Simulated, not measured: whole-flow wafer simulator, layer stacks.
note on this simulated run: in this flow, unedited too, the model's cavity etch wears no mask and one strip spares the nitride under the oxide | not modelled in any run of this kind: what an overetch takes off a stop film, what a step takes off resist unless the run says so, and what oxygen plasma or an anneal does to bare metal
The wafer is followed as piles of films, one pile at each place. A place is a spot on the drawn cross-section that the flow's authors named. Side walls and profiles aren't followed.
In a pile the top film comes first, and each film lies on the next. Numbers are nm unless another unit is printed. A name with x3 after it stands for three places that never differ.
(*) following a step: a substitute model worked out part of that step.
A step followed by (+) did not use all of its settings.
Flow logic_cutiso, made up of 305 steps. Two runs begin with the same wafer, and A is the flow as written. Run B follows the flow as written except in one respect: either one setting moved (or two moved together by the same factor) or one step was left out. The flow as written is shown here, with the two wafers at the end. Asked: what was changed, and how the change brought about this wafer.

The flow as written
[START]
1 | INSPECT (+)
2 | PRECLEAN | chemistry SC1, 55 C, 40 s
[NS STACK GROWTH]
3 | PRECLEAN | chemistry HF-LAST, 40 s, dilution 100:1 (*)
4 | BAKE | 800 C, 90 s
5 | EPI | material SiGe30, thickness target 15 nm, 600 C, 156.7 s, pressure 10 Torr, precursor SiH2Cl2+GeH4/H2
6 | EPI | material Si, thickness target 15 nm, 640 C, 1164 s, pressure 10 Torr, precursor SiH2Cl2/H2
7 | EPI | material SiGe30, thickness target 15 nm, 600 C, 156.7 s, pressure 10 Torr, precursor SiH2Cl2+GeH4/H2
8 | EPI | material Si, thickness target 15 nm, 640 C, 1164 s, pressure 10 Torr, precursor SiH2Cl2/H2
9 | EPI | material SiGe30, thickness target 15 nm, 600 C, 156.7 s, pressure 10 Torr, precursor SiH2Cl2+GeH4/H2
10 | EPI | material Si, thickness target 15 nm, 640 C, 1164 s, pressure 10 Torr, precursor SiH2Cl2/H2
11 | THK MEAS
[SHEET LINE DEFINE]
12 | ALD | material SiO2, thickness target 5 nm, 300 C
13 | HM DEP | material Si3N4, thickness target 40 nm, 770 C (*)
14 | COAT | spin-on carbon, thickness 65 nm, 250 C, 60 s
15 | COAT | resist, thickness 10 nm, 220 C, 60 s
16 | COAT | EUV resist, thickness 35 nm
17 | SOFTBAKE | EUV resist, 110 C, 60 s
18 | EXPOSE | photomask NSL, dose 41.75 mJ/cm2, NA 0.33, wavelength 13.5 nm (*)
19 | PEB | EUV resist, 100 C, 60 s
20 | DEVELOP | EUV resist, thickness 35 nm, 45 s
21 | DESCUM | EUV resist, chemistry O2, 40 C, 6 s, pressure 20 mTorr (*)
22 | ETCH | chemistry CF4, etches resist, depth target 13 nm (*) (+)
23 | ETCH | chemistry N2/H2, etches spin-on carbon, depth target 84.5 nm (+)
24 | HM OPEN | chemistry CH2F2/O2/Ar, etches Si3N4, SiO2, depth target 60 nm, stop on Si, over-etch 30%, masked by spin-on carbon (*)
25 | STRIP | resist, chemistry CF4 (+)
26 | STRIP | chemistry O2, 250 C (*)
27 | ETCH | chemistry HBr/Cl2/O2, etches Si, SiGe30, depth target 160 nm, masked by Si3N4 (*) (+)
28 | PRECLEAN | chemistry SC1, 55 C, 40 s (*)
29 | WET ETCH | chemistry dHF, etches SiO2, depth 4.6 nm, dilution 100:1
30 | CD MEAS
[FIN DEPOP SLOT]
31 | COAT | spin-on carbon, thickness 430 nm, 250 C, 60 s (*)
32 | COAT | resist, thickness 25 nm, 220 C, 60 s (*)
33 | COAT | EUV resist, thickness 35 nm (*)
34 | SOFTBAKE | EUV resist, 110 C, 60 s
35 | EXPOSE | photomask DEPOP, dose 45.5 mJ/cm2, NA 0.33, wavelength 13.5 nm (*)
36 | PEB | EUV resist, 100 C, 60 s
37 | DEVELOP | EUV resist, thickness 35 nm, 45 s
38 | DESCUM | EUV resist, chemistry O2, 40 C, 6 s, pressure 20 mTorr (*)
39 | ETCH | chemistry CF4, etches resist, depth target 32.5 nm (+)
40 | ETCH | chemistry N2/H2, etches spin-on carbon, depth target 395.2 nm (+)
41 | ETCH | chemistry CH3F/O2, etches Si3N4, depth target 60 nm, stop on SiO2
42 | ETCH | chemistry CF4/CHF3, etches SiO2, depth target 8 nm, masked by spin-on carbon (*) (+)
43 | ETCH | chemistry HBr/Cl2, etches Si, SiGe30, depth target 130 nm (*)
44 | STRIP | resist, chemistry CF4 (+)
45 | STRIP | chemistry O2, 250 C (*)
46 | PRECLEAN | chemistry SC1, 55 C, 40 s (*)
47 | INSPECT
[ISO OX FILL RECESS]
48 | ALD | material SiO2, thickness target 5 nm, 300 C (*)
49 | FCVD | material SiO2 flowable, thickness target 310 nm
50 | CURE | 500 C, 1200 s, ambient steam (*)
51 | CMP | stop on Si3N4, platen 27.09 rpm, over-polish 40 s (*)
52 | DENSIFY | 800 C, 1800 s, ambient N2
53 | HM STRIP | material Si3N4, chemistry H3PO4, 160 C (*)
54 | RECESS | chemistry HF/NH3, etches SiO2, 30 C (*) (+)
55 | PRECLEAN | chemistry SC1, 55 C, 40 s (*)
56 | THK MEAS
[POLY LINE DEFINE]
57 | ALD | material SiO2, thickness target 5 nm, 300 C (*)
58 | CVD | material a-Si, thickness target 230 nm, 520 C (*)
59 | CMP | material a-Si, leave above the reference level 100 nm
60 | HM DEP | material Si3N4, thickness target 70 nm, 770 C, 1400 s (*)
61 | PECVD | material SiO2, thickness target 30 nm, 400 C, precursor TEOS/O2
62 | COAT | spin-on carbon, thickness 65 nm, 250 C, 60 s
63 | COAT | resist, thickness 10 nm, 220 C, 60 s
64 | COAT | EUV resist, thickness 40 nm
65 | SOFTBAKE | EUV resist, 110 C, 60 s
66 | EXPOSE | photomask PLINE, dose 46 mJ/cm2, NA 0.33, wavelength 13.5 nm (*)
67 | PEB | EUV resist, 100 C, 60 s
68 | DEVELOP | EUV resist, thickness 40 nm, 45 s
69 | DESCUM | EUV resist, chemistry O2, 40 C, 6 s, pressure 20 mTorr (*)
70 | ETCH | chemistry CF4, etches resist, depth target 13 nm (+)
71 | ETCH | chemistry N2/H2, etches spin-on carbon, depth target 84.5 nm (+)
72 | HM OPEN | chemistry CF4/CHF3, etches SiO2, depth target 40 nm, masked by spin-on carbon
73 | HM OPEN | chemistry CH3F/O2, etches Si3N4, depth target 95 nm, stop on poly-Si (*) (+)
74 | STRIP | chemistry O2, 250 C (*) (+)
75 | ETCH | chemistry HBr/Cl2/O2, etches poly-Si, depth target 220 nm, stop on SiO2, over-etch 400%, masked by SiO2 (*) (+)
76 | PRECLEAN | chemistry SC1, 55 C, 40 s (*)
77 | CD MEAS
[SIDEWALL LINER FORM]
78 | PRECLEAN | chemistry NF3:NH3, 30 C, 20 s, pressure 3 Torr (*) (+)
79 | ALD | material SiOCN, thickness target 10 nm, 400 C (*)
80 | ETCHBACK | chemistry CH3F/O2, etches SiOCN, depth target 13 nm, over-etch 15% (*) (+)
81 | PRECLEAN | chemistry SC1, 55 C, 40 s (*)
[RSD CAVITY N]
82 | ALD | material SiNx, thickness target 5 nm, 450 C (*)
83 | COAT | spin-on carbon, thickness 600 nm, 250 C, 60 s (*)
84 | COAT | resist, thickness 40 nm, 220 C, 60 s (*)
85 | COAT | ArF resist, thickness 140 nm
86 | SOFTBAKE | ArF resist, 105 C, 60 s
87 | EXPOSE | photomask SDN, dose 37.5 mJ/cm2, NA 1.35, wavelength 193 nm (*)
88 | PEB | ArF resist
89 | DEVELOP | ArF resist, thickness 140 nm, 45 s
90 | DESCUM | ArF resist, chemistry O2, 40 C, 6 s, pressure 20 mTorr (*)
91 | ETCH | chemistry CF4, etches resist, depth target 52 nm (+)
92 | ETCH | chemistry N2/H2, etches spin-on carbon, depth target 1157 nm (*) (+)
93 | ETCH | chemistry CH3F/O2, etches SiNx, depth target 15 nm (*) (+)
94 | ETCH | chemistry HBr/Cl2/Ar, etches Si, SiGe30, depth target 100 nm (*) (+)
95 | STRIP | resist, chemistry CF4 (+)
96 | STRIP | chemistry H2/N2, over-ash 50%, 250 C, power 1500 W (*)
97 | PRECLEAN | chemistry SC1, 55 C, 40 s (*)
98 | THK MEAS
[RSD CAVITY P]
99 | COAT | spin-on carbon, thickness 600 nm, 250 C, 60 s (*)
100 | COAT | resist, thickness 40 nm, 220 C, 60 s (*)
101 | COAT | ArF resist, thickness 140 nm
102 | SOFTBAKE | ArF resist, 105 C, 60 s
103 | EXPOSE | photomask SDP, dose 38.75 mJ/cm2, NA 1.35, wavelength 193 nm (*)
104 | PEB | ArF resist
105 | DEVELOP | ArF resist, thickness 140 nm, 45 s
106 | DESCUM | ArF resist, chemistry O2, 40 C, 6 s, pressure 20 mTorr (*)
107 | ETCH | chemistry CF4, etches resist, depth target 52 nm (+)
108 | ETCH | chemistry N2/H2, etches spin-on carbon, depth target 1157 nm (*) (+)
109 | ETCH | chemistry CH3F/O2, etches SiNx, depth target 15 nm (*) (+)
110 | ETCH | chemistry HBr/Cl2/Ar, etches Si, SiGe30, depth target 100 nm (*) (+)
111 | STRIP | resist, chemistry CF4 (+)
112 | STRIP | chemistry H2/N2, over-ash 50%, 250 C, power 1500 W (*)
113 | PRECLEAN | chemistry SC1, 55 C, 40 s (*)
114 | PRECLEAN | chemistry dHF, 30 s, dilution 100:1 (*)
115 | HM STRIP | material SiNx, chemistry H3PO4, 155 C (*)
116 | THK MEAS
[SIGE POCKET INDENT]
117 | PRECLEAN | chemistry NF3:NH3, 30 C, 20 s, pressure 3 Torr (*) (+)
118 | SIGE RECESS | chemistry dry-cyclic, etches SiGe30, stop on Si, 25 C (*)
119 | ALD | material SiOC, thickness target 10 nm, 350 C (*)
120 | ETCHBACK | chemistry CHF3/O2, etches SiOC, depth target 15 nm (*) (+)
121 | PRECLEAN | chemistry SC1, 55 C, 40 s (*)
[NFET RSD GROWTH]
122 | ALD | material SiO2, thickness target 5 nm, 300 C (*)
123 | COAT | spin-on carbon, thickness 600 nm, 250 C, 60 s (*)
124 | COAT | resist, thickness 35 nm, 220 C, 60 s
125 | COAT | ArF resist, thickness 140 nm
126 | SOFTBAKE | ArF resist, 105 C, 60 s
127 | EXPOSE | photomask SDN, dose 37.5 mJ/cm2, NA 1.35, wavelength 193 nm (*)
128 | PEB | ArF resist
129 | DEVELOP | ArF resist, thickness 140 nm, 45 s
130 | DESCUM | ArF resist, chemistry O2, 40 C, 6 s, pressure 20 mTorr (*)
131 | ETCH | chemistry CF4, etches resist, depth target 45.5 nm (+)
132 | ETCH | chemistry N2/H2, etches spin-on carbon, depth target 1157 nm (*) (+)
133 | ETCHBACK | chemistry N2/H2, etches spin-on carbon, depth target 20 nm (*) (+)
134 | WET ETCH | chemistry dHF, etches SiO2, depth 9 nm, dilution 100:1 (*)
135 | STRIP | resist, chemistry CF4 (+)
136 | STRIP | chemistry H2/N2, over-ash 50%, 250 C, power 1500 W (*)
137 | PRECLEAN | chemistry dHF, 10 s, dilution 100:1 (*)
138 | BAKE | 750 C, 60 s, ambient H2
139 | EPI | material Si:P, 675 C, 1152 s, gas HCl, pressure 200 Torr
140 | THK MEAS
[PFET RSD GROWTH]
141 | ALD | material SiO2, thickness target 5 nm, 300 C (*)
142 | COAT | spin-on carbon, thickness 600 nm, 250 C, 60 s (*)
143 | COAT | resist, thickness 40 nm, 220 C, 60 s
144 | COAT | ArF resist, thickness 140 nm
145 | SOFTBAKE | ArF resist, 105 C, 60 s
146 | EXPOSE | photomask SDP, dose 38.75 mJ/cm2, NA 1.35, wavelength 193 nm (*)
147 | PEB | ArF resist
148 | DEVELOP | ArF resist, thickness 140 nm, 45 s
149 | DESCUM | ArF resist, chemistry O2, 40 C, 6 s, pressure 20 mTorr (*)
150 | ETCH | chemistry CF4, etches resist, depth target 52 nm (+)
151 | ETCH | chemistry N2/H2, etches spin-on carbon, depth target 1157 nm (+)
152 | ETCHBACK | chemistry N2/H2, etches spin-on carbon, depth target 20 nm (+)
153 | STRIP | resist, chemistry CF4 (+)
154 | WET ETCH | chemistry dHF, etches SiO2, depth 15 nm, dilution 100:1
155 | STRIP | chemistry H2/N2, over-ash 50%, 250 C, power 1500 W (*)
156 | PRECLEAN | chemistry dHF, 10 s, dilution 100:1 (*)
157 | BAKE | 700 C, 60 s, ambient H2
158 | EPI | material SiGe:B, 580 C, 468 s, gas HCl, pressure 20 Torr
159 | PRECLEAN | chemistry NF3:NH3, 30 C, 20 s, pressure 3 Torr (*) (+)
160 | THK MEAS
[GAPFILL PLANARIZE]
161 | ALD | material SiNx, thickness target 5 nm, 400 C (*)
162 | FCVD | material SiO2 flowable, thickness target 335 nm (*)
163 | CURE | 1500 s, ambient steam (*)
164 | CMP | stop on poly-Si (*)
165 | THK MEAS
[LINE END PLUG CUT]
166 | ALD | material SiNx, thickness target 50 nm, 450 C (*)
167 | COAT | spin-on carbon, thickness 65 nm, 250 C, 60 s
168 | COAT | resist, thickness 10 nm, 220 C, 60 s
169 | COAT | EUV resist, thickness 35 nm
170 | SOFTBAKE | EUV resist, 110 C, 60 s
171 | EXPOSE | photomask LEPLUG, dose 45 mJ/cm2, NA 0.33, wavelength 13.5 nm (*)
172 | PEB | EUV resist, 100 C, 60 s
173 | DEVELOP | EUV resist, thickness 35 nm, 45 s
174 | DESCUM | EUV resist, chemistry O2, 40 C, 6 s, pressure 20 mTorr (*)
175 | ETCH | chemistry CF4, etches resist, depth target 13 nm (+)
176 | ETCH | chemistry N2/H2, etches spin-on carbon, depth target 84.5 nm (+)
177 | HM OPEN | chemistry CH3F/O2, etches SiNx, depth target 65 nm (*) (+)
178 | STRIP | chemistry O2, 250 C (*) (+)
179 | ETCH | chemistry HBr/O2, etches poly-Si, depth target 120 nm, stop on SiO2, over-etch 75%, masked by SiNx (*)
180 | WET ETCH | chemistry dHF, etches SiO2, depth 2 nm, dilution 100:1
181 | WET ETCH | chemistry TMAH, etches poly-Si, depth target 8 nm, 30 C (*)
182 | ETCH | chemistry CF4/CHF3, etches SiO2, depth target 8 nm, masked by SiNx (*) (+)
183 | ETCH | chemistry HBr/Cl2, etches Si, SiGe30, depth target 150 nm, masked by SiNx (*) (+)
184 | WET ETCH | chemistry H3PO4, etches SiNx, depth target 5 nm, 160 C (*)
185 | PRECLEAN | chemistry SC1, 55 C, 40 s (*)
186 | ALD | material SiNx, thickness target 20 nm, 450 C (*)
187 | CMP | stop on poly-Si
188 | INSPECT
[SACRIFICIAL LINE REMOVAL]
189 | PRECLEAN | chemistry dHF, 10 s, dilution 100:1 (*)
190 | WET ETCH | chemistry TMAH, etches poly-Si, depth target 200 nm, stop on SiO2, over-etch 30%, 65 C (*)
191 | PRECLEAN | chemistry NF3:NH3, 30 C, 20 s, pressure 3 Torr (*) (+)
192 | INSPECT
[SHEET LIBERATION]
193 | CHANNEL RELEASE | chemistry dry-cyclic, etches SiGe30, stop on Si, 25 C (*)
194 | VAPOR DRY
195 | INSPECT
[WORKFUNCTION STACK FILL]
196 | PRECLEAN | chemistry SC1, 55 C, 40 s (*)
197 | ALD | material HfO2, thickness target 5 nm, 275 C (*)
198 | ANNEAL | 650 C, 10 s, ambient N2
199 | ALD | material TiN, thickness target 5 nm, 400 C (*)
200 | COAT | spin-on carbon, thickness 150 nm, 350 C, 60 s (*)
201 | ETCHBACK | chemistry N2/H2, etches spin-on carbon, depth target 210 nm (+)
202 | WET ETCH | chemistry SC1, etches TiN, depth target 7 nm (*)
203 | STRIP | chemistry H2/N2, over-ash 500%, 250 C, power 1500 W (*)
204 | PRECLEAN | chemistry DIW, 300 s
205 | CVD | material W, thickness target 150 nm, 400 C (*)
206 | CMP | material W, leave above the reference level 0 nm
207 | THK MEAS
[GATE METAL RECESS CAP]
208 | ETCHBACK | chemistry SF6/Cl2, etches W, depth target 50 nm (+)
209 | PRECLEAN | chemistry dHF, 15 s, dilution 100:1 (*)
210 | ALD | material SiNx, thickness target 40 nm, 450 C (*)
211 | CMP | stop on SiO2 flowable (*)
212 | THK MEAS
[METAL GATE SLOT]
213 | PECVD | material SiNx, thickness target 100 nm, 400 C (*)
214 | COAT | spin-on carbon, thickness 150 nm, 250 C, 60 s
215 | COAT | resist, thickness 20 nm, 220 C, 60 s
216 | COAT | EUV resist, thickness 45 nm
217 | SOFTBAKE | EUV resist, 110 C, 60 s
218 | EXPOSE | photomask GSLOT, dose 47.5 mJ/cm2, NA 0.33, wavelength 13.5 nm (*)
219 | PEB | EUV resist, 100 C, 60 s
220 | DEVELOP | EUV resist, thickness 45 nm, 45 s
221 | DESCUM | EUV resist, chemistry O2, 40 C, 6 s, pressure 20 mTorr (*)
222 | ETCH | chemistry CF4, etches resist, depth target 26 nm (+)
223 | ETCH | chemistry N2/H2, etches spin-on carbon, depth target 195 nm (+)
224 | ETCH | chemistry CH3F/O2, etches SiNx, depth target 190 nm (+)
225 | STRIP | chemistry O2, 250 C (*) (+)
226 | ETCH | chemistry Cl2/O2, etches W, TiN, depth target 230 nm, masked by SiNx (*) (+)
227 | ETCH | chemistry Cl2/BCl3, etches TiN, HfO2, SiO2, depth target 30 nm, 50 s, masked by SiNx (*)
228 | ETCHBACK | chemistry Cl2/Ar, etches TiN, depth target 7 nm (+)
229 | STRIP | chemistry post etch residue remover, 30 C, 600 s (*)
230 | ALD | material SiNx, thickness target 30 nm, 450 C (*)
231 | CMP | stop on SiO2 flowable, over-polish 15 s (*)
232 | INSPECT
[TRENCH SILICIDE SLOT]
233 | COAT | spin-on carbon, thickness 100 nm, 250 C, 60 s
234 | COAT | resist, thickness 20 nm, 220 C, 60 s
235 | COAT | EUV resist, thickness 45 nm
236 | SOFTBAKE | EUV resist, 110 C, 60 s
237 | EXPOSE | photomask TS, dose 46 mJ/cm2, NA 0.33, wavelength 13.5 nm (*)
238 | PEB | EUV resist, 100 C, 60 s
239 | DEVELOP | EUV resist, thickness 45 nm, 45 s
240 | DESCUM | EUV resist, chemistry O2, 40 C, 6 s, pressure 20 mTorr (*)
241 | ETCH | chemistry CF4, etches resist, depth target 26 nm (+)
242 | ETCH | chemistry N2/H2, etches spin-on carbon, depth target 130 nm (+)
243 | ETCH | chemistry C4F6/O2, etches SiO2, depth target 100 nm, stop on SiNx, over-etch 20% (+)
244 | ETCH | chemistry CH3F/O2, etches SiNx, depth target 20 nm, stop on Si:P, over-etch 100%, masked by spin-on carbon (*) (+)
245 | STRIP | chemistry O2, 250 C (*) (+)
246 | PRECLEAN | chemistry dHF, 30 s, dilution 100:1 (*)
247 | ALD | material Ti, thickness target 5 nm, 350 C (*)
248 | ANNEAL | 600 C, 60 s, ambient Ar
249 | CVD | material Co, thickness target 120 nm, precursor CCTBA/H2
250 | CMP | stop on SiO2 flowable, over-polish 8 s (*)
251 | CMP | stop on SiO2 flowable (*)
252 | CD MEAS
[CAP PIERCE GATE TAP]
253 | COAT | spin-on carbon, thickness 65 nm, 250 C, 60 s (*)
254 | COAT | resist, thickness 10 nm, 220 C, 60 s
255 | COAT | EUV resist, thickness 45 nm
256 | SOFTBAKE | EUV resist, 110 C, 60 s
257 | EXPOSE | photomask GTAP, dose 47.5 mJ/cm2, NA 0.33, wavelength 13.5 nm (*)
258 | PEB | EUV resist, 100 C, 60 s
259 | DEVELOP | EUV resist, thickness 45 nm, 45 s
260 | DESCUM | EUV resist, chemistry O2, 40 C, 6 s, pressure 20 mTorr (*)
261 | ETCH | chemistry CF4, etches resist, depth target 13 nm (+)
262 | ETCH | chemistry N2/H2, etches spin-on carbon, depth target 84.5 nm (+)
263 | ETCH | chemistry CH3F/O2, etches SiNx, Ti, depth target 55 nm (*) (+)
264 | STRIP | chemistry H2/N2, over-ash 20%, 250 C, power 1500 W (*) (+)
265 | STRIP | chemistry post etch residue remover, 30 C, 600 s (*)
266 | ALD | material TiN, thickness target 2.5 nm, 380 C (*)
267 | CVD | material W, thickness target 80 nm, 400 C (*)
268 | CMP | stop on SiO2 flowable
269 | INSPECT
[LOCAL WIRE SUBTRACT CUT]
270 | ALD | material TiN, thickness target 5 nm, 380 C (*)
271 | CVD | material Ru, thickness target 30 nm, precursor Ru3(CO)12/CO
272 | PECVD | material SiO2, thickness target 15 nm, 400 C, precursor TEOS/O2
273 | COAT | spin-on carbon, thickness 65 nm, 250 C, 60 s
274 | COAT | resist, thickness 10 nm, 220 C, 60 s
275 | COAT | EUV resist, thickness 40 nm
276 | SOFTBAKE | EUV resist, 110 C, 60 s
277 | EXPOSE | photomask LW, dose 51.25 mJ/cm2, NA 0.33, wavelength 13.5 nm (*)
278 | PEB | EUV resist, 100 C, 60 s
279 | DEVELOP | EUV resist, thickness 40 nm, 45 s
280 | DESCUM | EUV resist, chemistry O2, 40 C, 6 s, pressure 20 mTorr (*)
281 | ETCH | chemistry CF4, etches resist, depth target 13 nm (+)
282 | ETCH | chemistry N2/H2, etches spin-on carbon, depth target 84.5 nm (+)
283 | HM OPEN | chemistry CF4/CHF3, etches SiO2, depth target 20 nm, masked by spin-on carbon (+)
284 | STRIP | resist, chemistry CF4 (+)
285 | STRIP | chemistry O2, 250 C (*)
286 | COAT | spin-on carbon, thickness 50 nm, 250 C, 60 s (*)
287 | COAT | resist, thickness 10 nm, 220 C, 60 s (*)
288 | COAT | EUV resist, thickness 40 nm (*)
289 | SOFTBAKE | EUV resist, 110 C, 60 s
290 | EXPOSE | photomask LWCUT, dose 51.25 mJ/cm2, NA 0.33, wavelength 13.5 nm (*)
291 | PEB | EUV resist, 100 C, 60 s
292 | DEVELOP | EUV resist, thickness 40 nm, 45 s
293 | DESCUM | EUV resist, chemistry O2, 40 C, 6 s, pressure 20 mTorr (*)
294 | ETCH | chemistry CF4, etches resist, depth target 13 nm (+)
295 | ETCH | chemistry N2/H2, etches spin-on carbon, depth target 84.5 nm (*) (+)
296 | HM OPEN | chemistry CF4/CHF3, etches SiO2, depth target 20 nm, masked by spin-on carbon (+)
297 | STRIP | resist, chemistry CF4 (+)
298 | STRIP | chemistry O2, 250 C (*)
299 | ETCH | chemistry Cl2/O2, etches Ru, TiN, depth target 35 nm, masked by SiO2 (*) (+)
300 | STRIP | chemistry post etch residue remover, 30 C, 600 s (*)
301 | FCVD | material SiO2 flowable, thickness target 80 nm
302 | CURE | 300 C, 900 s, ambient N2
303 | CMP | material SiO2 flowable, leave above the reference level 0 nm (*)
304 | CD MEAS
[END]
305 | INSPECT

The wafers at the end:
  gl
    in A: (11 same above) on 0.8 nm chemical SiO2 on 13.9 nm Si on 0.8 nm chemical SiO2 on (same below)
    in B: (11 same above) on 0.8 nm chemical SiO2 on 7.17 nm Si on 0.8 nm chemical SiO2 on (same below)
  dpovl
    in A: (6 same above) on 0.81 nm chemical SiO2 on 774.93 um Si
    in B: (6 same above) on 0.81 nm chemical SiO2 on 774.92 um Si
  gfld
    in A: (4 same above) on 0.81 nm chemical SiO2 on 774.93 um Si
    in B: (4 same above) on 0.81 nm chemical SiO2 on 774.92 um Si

What caused this: step 8, EPI: 640.4 s was run, whereas the flow has 1164 s.

How this came from the change, step by step:
  8 | EPI | material Si, thickness target 15 nm, 640 C, 1164 s, pressure 10 Torr, precursor SiH2Cl2/H2
      depop, dpovl, gfld and 19 more: A +15 Si (new film) | B +8.25 Si (new film)
  27 | ETCH | chemistry HBr/Cl2/O2, etches Si, SiGe30, depth target 160 nm, masked by Si3N4 (*) (+)
      gfld, gxf, iso, lnri: A -0.79 chemical SiO2 (all of it), -11.4 Si (all of it), -15 SiGe30 (all of it), -15 Si (all of it), -15 SiGe30 (all of it), -15 Si (all of it), -15 SiGe30 (all of it), -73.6 Si | B -0.79 chemical SiO2 (all of it), -11.4 Si (all of it), -15 SiGe30 (all of it), -8.25 Si (all of it), -15 SiGe30 (all of it), -15 Si (all of it), -15 SiGe30 (all of it), -80.4 Si
      dpovl, nsgap: A -0.79 chemical SiO2 (all of it), -11.8 Si (all of it), -15 SiGe30 (all of it), -15 Si (all of it), -15 SiGe30 (all of it), -15 Si (all of it), -15 SiGe30 (all of it), -73.2 Si | B -0.79 chemical SiO2 (all of it), -11.8 Si (all of it), -15 SiGe30 (all of it), -8.25 Si (all of it), -15 SiGe30 (all of it), -15 Si (all of it), -15 SiGe30 (all of it), -80 Si
      (as well as at 1 more place)
  43 | ETCH | chemistry HBr/Cl2, etches Si, SiGe30, depth target 130 nm (*)
      depop: A -14 Si (all of it), -15 SiGe30 (all of it), -15 Si (all of it), -15 SiGe30 (all of it), -15 Si (all of it), -15 SiGe30 (all of it), -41 Si | B -14 Si (all of it), -15 SiGe30 (all of it), -8.25 Si (all of it), -15 SiGe30 (all of it), -15 Si (all of it), -15 SiGe30 (all of it), -47.7 Si
  94 | ETCH | chemistry HBr/Cl2/Ar, etches Si, SiGe30, depth target 100 nm (*) (+)
      rsdn, rsdx: A -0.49 chemical SiO2 (all of it), -12.8 Si (all of it), -15 SiGe30 (all of it), -15 Si (all of it), -15 SiGe30 (all of it), -15 Si (all of it), -15 SiGe30 (all of it), -12.2 Si | B -0.49 chemical SiO2 (all of it), -12.8 Si (all of it), -15 SiGe30 (all of it), -8.25 Si (all of it), -15 SiGe30 (all of it), -15 Si (all of it), -15 SiGe30 (all of it), -18.9 Si
  110 | ETCH | chemistry HBr/Cl2/Ar, etches Si, SiGe30, depth target 100 nm (*) (+)
      rsdp, rsdw: A -0.49 chemical SiO2 (all of it), -12.8 Si (all of it), -15 SiGe30 (all of it), -15 Si (all of it), -15 SiGe30 (all of it), -15 Si (all of it), -15 SiGe30 (all of it), -12.2 Si | B -0.49 chemical SiO2 (all of it), -12.8 Si (all of it), -15 SiGe30 (all of it), -8.25 Si (all of it), -15 SiGe30 (all of it), -15 Si (all of it), -15 SiGe30 (all of it), -18.9 Si
  183 | ETCH | chemistry HBr/Cl2, etches Si, SiGe30, depth target 150 nm, masked by SiNx (*) (+)
      plug: A -13.6 Si (all of it), -15 SiGe30 (all of it), -15 Si (all of it), -15 SiGe30 (all of it), -15 Si (all of it), -15 SiGe30 (all of it), -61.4 Si | B -13.6 Si (all of it), -15 SiGe30 (all of it), -8.25 Si (all of it), -15 SiGe30 (all of it), -15 Si (all of it), -15 SiGe30 (all of it), -68.2 Si
